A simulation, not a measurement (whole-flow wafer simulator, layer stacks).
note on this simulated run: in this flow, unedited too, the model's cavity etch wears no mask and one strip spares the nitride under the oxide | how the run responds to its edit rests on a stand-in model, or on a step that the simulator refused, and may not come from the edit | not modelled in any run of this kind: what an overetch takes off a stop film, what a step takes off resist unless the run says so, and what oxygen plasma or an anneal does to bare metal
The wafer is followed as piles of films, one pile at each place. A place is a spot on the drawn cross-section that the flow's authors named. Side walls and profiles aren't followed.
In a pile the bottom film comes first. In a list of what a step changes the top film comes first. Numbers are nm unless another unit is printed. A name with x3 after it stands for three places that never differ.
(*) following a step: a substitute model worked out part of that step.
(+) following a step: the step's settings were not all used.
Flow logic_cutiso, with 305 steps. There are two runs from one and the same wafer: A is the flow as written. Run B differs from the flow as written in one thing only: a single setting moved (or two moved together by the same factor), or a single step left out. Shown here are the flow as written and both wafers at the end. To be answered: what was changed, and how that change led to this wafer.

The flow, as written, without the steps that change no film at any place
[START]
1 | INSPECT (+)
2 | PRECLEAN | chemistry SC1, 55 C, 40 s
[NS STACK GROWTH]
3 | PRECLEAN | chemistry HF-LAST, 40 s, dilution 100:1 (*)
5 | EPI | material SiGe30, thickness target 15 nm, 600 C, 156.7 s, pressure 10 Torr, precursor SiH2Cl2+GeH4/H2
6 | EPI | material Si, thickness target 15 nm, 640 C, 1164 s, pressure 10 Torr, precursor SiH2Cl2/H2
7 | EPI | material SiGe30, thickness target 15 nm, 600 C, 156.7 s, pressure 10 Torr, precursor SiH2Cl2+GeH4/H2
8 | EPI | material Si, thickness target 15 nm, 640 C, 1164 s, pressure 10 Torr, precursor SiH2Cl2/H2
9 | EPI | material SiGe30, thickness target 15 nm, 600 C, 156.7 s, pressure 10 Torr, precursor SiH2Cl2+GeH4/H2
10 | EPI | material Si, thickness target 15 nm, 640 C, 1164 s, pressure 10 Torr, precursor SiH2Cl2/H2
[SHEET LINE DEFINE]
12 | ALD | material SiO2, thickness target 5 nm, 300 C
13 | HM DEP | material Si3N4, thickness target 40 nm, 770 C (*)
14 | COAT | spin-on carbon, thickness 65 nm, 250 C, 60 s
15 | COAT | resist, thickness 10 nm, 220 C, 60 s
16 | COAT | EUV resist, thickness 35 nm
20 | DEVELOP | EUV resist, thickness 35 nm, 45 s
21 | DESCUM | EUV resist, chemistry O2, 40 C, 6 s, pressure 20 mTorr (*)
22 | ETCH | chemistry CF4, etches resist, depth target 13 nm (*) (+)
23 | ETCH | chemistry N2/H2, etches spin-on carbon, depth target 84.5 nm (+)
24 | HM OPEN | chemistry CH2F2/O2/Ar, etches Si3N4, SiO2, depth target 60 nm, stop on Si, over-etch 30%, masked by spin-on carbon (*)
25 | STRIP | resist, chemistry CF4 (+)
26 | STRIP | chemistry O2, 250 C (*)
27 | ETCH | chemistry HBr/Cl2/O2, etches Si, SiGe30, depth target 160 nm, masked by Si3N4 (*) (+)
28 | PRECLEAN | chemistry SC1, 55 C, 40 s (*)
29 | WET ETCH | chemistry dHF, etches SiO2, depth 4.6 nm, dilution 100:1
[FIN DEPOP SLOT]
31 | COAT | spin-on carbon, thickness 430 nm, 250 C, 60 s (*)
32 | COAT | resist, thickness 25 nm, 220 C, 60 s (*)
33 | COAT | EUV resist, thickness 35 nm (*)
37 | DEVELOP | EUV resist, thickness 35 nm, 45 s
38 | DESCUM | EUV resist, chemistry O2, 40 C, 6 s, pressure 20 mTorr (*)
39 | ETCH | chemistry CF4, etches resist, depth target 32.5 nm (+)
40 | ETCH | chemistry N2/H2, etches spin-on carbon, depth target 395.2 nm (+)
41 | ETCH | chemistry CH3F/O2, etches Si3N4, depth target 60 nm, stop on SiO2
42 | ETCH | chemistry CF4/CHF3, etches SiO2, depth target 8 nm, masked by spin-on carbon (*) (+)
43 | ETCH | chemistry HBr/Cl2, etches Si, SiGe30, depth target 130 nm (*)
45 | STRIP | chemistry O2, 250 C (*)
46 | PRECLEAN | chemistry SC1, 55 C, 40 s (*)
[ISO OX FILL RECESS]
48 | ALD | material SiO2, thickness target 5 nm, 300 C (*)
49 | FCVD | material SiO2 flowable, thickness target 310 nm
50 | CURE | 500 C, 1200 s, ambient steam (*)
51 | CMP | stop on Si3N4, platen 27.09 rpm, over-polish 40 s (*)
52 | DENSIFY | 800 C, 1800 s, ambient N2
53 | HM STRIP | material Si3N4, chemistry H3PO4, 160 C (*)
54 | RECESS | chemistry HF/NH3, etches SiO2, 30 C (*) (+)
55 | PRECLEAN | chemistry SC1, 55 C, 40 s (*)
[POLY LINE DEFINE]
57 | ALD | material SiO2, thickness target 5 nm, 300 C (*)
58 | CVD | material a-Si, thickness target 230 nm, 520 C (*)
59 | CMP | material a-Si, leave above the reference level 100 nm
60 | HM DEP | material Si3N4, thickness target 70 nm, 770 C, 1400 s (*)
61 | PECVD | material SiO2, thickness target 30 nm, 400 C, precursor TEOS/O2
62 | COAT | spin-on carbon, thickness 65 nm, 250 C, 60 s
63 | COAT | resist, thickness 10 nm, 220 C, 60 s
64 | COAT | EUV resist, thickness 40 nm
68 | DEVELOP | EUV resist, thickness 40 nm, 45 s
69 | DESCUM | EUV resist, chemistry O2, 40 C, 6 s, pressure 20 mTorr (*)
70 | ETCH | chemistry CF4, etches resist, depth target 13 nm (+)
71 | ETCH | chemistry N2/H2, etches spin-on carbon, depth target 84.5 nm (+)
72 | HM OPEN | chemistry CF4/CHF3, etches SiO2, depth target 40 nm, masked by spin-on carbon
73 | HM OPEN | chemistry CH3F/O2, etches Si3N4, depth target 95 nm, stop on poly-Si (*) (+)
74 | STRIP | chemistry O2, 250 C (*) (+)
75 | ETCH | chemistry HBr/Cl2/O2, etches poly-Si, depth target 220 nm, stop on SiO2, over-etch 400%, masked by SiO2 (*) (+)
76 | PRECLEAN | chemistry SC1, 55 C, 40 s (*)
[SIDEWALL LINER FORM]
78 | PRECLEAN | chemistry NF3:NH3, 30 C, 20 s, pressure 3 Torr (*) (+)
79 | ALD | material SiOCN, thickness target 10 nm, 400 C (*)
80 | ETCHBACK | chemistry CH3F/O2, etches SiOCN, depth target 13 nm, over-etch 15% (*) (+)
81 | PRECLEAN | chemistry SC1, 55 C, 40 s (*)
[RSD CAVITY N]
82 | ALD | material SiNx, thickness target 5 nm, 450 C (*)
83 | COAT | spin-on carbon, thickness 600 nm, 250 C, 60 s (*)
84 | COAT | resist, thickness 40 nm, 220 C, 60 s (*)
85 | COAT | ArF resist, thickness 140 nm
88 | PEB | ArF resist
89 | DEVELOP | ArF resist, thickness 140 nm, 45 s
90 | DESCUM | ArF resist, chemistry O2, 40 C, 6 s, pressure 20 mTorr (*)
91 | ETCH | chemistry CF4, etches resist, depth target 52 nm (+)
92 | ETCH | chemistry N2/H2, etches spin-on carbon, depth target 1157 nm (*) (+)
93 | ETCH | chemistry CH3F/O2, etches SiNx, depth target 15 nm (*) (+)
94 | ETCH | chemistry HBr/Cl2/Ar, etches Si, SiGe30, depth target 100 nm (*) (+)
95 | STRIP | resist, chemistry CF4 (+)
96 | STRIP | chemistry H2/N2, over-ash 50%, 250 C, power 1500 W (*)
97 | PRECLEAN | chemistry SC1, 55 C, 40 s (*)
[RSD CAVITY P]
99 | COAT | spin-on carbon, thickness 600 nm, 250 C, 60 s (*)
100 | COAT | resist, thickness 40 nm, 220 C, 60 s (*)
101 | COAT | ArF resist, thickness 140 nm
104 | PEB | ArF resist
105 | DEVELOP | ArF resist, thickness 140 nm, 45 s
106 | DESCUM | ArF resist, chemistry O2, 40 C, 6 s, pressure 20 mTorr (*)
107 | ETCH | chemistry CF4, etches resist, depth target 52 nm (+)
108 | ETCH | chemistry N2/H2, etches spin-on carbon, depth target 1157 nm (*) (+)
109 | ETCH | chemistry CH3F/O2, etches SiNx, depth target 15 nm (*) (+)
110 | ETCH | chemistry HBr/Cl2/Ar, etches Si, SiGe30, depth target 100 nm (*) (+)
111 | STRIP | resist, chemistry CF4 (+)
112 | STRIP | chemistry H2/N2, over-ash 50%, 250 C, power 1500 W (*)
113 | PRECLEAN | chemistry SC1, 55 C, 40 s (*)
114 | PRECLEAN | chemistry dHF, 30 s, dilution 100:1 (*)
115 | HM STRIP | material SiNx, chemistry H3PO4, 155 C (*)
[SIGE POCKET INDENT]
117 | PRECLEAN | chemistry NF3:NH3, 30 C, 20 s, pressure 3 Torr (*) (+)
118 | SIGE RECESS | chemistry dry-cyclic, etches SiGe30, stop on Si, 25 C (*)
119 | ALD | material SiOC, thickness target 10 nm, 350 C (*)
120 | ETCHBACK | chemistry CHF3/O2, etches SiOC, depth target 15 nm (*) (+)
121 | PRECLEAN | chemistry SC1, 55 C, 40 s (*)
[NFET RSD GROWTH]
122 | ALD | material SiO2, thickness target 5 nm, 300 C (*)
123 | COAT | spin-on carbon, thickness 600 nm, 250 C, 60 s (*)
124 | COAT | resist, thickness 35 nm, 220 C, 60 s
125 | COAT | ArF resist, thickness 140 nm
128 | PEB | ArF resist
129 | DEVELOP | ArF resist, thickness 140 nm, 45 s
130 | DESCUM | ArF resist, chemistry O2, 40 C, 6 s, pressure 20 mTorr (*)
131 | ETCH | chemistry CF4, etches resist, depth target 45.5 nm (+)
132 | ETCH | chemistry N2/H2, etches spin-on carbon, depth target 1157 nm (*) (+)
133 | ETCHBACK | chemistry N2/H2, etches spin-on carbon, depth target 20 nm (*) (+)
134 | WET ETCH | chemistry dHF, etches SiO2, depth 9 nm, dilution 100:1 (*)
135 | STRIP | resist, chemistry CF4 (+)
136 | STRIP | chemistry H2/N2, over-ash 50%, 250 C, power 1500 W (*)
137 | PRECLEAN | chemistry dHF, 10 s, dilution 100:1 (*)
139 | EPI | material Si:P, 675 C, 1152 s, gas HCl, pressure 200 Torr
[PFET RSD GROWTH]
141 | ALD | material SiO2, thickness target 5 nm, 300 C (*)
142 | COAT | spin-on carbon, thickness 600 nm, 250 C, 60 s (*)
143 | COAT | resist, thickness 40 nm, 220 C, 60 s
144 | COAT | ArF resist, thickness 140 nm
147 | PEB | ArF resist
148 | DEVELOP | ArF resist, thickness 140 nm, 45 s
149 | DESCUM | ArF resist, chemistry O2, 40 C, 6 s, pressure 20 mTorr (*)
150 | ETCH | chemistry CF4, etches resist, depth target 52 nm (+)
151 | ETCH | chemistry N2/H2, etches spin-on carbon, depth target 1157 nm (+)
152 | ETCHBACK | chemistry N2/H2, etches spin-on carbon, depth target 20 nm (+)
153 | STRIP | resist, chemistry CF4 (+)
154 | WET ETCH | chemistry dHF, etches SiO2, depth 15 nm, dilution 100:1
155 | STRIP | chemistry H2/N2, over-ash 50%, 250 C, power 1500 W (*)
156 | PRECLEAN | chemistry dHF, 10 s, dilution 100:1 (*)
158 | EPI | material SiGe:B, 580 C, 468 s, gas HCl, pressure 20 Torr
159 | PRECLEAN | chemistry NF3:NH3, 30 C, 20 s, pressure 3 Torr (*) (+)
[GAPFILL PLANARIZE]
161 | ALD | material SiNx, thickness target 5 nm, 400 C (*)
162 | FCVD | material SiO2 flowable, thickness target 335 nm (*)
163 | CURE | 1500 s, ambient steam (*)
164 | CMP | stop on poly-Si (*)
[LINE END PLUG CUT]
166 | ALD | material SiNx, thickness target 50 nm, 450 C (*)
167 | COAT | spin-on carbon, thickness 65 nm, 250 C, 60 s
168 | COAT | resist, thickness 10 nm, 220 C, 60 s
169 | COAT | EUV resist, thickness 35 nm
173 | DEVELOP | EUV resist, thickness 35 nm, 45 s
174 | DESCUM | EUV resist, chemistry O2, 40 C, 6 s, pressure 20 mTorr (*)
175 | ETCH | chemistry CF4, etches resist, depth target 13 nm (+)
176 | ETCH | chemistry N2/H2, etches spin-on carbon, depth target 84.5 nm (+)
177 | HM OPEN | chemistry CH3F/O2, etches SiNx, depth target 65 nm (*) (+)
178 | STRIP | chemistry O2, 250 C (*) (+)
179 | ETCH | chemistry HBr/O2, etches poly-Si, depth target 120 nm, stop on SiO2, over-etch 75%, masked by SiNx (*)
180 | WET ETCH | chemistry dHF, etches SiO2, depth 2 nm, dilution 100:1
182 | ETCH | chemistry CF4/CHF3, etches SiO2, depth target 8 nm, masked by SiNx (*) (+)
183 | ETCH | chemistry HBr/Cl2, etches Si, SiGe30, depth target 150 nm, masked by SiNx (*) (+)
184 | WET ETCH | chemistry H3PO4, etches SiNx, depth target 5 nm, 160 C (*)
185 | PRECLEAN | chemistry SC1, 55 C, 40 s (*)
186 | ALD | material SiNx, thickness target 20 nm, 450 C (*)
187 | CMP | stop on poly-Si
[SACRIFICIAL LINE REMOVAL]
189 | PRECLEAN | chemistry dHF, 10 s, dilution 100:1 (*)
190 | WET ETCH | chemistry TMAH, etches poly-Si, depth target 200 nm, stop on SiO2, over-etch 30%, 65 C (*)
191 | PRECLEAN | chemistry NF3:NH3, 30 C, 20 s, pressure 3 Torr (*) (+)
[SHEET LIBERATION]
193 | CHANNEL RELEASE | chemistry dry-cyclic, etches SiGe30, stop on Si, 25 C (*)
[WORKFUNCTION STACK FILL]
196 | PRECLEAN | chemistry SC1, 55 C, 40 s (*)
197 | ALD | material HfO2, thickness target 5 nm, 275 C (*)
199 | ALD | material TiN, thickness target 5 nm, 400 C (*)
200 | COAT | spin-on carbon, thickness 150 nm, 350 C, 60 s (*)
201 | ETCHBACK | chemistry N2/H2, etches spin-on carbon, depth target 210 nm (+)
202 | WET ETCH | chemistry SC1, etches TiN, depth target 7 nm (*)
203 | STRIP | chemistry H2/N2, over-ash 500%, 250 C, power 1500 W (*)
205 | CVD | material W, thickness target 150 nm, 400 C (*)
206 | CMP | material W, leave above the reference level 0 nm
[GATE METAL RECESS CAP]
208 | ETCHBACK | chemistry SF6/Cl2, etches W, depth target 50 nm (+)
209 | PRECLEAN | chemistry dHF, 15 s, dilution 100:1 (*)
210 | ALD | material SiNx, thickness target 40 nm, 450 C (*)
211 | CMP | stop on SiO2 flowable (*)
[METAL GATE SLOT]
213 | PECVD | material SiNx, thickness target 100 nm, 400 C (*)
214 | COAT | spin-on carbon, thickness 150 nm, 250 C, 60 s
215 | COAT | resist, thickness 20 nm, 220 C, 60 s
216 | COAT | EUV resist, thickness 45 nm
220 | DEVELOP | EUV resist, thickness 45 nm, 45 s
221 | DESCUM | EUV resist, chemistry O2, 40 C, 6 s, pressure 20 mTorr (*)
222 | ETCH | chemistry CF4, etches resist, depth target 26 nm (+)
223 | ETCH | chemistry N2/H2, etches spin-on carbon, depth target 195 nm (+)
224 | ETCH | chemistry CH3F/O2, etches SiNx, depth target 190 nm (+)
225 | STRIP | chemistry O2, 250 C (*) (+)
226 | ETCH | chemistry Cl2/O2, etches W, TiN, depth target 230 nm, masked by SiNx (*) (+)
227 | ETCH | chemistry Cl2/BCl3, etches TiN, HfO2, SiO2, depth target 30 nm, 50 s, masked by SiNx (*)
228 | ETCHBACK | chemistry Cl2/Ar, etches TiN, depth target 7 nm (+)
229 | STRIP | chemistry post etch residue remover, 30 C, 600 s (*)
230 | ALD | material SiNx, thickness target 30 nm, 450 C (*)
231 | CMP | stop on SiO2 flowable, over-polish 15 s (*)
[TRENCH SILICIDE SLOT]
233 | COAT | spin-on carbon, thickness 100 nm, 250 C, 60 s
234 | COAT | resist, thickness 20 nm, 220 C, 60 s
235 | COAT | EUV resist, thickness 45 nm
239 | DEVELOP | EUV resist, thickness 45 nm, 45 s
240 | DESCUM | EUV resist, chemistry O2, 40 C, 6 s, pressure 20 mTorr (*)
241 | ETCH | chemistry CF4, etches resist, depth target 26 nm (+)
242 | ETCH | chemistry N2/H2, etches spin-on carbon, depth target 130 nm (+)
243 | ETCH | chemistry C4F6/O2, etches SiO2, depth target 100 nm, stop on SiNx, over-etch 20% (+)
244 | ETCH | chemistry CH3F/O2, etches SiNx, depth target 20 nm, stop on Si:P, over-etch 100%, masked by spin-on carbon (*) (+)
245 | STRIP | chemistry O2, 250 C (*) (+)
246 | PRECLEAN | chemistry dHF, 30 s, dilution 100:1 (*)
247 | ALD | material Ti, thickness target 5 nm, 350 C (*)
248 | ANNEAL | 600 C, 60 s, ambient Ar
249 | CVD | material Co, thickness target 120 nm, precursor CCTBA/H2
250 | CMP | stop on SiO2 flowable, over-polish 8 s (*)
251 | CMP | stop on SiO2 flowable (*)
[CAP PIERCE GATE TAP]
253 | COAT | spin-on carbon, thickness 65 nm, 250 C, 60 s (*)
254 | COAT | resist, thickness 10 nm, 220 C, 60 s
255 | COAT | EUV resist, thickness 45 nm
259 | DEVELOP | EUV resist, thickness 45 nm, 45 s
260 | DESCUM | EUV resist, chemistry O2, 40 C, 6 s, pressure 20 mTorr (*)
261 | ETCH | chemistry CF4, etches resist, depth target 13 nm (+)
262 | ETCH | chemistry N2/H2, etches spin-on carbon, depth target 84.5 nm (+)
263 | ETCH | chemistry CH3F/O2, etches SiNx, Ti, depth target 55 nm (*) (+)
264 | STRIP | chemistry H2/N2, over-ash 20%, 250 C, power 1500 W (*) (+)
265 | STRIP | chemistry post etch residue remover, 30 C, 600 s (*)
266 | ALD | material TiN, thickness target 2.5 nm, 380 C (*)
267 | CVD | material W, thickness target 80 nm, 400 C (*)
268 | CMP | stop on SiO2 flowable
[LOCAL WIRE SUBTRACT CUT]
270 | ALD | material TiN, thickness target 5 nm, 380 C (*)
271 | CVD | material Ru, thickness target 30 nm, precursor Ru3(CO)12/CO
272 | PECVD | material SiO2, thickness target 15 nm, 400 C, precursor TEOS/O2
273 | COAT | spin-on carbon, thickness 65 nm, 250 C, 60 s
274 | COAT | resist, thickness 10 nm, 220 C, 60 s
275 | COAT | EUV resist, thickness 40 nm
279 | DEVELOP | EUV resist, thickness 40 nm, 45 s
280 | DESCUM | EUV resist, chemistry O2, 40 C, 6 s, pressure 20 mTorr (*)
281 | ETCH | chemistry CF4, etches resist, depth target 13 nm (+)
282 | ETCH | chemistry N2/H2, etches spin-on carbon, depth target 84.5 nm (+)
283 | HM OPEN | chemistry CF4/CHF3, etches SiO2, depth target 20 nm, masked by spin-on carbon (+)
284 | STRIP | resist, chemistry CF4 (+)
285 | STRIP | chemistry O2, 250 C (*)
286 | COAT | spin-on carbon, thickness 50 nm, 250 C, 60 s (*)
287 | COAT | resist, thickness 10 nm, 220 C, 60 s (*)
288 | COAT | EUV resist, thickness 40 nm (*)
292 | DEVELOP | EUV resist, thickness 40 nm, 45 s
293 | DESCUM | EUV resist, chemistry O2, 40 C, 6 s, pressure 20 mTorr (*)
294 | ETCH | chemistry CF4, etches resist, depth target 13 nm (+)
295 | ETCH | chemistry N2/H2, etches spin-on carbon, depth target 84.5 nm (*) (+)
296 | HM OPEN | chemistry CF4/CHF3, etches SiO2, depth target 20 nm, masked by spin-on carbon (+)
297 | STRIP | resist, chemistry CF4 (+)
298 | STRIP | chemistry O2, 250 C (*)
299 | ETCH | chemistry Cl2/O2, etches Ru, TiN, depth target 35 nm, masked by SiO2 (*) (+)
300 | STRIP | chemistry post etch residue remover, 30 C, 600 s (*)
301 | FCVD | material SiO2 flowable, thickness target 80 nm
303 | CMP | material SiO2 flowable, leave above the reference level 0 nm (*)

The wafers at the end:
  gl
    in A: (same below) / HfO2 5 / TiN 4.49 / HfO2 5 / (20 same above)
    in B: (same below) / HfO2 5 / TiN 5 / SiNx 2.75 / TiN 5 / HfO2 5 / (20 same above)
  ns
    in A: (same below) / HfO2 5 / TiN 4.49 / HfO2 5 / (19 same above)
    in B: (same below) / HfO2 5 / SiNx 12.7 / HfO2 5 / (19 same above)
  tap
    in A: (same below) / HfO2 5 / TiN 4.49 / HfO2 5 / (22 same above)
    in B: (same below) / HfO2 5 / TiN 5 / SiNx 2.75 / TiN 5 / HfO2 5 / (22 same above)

What caused this: step 5, EPI: 242.9 s was run, though the flow has 156.7 s.

How this came from the change, step by step:
  5 | EPI | material SiGe30, thickness target 15 nm, 600 C, 156.7 s, pressure 10 Torr, precursor SiH2Cl2+GeH4/H2
      depop, dpovl, gfld and 19 more: A +15 SiGe30 (new film) | B +23.3 SiGe30 (new film)
  27 | ETCH | chemistry HBr/Cl2/O2, etches Si, SiGe30, depth target 160 nm, masked by Si3N4 (*) (+)
      gfld, gxf, iso, lnri: A -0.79 chemical SiO2 (all of it), -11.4 Si (all of it), -15 SiGe30 (all of it), -15 Si (all of it), -15 SiGe30 (all of it), -15 Si (all of it), -15 SiGe30 (all of it), -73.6 Si | B -0.79 chemical SiO2 (all of it), -11.4 Si (all of it), -15 SiGe30 (all of it), -15 Si (all of it), -15 SiGe30 (all of it), -15 Si (all of it), -23.3 SiGe30 (all of it), -65.4 Si
      dpovl, nsgap: A -0.79 chemical SiO2 (all of it), -11.8 Si (all of it), -15 SiGe30 (all of it), -15 Si (all of it), -15 SiGe30 (all of it), -15 Si (all of it), -15 SiGe30 (all of it), -73.2 Si | B -0.79 chemical SiO2 (all of it), -11.8 Si (all of it), -15 SiGe30 (all of it), -15 Si (all of it), -15 SiGe30 (all of it), -15 Si (all of it), -23.3 SiGe30 (all of it), -65 Si
      (as well as at 1 more place)
  43 | ETCH | chemistry HBr/Cl2, etches Si, SiGe30, depth target 130 nm (*)
      depop: A -14 Si (all of it), -15 SiGe30 (all of it), -15 Si (all of it), -15 SiGe30 (all of it), -15 Si (all of it), -15 SiGe30 (all of it), -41 Si | B -14 Si (all of it), -15 SiGe30 (all of it), -15 Si (all of it), -15 SiGe30 (all of it), -15 Si (all of it), -23.3 SiGe30 (all of it), -32.7 Si
  94 | ETCH | chemistry HBr/Cl2/Ar, etches Si, SiGe30, depth target 100 nm (*) (+)
      rsdn, rsdx: A -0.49 chemical SiO2 (all of it), -12.8 Si (all of it), -15 SiGe30 (all of it), -15 Si (all of it), -15 SiGe30 (all of it), -15 Si (all of it), -15 SiGe30 (all of it), -12.2 Si | B -0.49 chemical SiO2 (all of it), -12.8 Si (all of it), -15 SiGe30 (all of it), -15 Si (all of it), -15 SiGe30 (all of it), -15 Si (all of it), -23.3 SiGe30 (all of it), -3.91 Si
  110 | ETCH | chemistry HBr/Cl2/Ar, etches Si, SiGe30, depth target 100 nm (*) (+)
      rsdp, rsdw: A -0.49 chemical SiO2 (all of it), -12.8 Si (all of it), -15 SiGe30 (all of it), -15 Si (all of it), -15 SiGe30 (all of it), -15 Si (all of it), -15 SiGe30 (all of it), -12.2 Si | B -0.49 chemical SiO2 (all of it), -12.8 Si (all of it), -15 SiGe30 (all of it), -15 Si (all of it), -15 SiGe30 (all of it), -15 Si (all of it), -23.3 SiGe30 (all of it), -3.91 Si
  118 | SIGE RECESS | chemistry dry-cyclic, etches SiGe30, stop on Si, 25 C (*)
      lnr, lnrp, lnrt: A -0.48 SiOCN, -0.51 Si, +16 cavity (new film), -15 SiGe30 (all of it), -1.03 Si, +16 cavity (new film), -15 SiGe30 (all of it), -1.03 Si, +16 cavity (new film), -15 SiGe30 (all of it), -0.51 Si | B -0.48 SiOCN, -0.51 Si, +16 cavity (new film), -15 SiGe30 (all of it), -1.03 Si, +16 cavity (new film), -15 SiGe30 (all of it), -1.03 Si, +24.3 cavity (new film), -23.3 SiGe30 (all of it), -0.51 Si
  119 | ALD | material SiOC, thickness target 10 nm, 350 C (*)
      lnr, lnrp, lnrt: A +10 SiOC (new film), +16 SiOC (new film), -16 cavity (all of it), +16 SiOC (new film), -16 cavity (all of it), +16 SiOC (new film), -16 cavity (all of it) | B +10 SiOC (new film), +16 SiOC (new film), -16 cavity (all of it), +16 SiOC (new film), -16 cavity (all of it), +24.3 SiOC (new film), -24.3 cavity (all of it)
  183 | ETCH | chemistry HBr/Cl2, etches Si, SiGe30, depth target 150 nm, masked by SiNx (*) (+)
      plug: A -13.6 Si (all of it), -15 SiGe30 (all of it), -15 Si (all of it), -15 SiGe30 (all of it), -15 Si (all of it), -15 SiGe30 (all of it), -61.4 Si | B -13.6 Si (all of it), -15 SiGe30 (all of it), -15 Si (all of it), -15 SiGe30 (all of it), -15 Si (all of it), -23.3 SiGe30 (all of it), -53.2 Si
  193 | CHANNEL RELEASE | chemistry dry-cyclic, etches SiGe30, stop on Si, 25 C (*)
      gl, glp, gxn, gxp, ns, tap: A +0.8 chemical SiO2 (new film), -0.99 Si, +0.8 chemical SiO2 (new film), +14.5 cavity (new film), +0.8 chemical SiO2 (new film), -15 SiGe30 (all of it), -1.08 Si, +0.8 chemical SiO2 (new film), +14.5 cavity (new film), +0.8 chemical SiO2 (new film), -15 SiGe30 (all of it), -1.08 Si, +0.8 chemical SiO2 (new film), +14.5 cavity (new film), +0.8 chemical SiO2 (new film), -15 SiGe30 (all of it), -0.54 Si | B +0.8 chemical SiO2 (new film), -0.99 Si, +0.8 chemical SiO2 (new film), +14.5 cavity (new film), +0.8 chemical SiO2 (new film), -15 SiGe30 (all of it), -1.08 Si, +0.8 chemical SiO2 (new film), +14.5 cavity (new film), +0.8 chemical SiO2 (new film), -15 SiGe30 (all of it), -1.08 Si, +0.8 chemical SiO2 (new film), +22.7 cavity (new film), +0.8 chemical SiO2 (new film), -23.3 SiGe30 (all of it), -0.54 Si
  199 | ALD | material TiN, thickness target 5 nm, 400 C (*)
      gl, glp, tap: A +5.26 TiN (new film), +4.49 TiN (new film), -4.49 cavity (all of it), +4.49 TiN (new film), -4.49 cavity (all of it), +4.49 TiN (new film), -4.49 cavity (all of it) | B +5.26 TiN (new film), +4.49 TiN (new film), -4.49 cavity (all of it), +4.49 TiN (new film), -4.49 cavity (all of it), +5 TiN (new film), -10 cavity, +5 TiN (new film)
      gxn, gxp, ns: A +5 TiN (new film), +4.49 TiN (new film), -4.49 cavity (all of it), +4.49 TiN (new film), -4.49 cavity (all of it), +4.49 TiN (new film), -4.49 cavity (all of it) | B +5 TiN (new film), +4.49 TiN (new film), -4.49 cavity (all of it), +4.49 TiN (new film), -4.49 cavity (all of it), +5 TiN (new film), -10 cavity, +5 TiN (new film)
  202 | WET ETCH | chemistry SC1, etches TiN, depth target 7 nm (*)
      ns: A -5 TiN (all of it) | B -5 TiN (all of it), -5 TiN (all of it), +10 cavity, -5 TiN (all of it)
  210 | ALD | material SiNx, thickness target 40 nm, 450 C (*)
      gl, glp, gxn, gxp, tap: A +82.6 SiNx (new film) | B +82.6 SiNx (new film), +2.75 SiNx (new film), -2.75 cavity (all of it)
      ns: A +40 SiNx (new film) | B +40 SiNx (new film), +12.7 SiNx (new film), -12.7 cavity (all of it)
With metal films that touch counted as one body, gl has 5 bodies (between them, from the top down: HfO2 5 / chemical SiO2 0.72 / Si 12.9 / chemical SiO2 0.8 / HfO2 5; HfO2 5 / chemical SiO2 0.8 / Si 13.9 / chemical SiO2 0.8 / HfO2 5; HfO2 5 / chemical SiO2 0.8 / Si 13.9 / chemical SiO2 0.8 / HfO2 5; SiNx 2.75); the flow as written gives 4 bodies (between them, from the top down: HfO2 5 / chemical SiO2 0.72 / Si 12.9 / chemical SiO2 0.8 / HfO2 5; HfO2 5 / chemical SiO2 0.8 / Si 13.9 / chemical SiO2 0.8 / HfO2 5; HfO2 5 / chemical SiO2 0.8 / Si 13.9 / chemical SiO2 0.8 / HfO2 5).
With metal films that touch counted as one body, ns has 3 bodies (between them, from the top down: HfO2 5 / chemical SiO2 0.72 / Si 12.9 / chemical SiO2 0.8 / HfO2 5; HfO2 5 / chemical SiO2 0.8 / Si 13.9 / chemical SiO2 0.8 / HfO2 5); the flow as written gives 4 bodies (between them, from the top down: HfO2 5 / chemical SiO2 0.72 / Si 12.9 / chemical SiO2 0.8 / HfO2 5; HfO2 5 / chemical SiO2 0.8 / Si 13.9 / chemical SiO2 0.8 / HfO2 5; HfO2 5 / chemical SiO2 0.8 / Si 13.9 / chemical SiO2 0.8 / HfO2 5).
With metal films that touch counted as one body, tap has 5 bodies (between them, from the top down: HfO2 5 / chemical SiO2 0.72 / Si 12.9 / chemical SiO2 0.8 / HfO2 5; HfO2 5 / chemical SiO2 0.8 / Si 13.9 / chemical SiO2 0.8 / HfO2 5; HfO2 5 / chemical SiO2 0.8 / Si 13.9 / chemical SiO2 0.8 / HfO2 5; SiNx 2.75); the flow as written gives 4 bodies (between them, from the top down: HfO2 5 / chemical SiO2 0.72 / Si 12.9 / chemical SiO2 0.8 / HfO2 5; HfO2 5 / chemical SiO2 0.8 / Si 13.9 / chemical SiO2 0.8 / HfO2 5; HfO2 5 / chemical SiO2 0.8 / Si 13.9 / chemical SiO2 0.8 / HfO2 5).
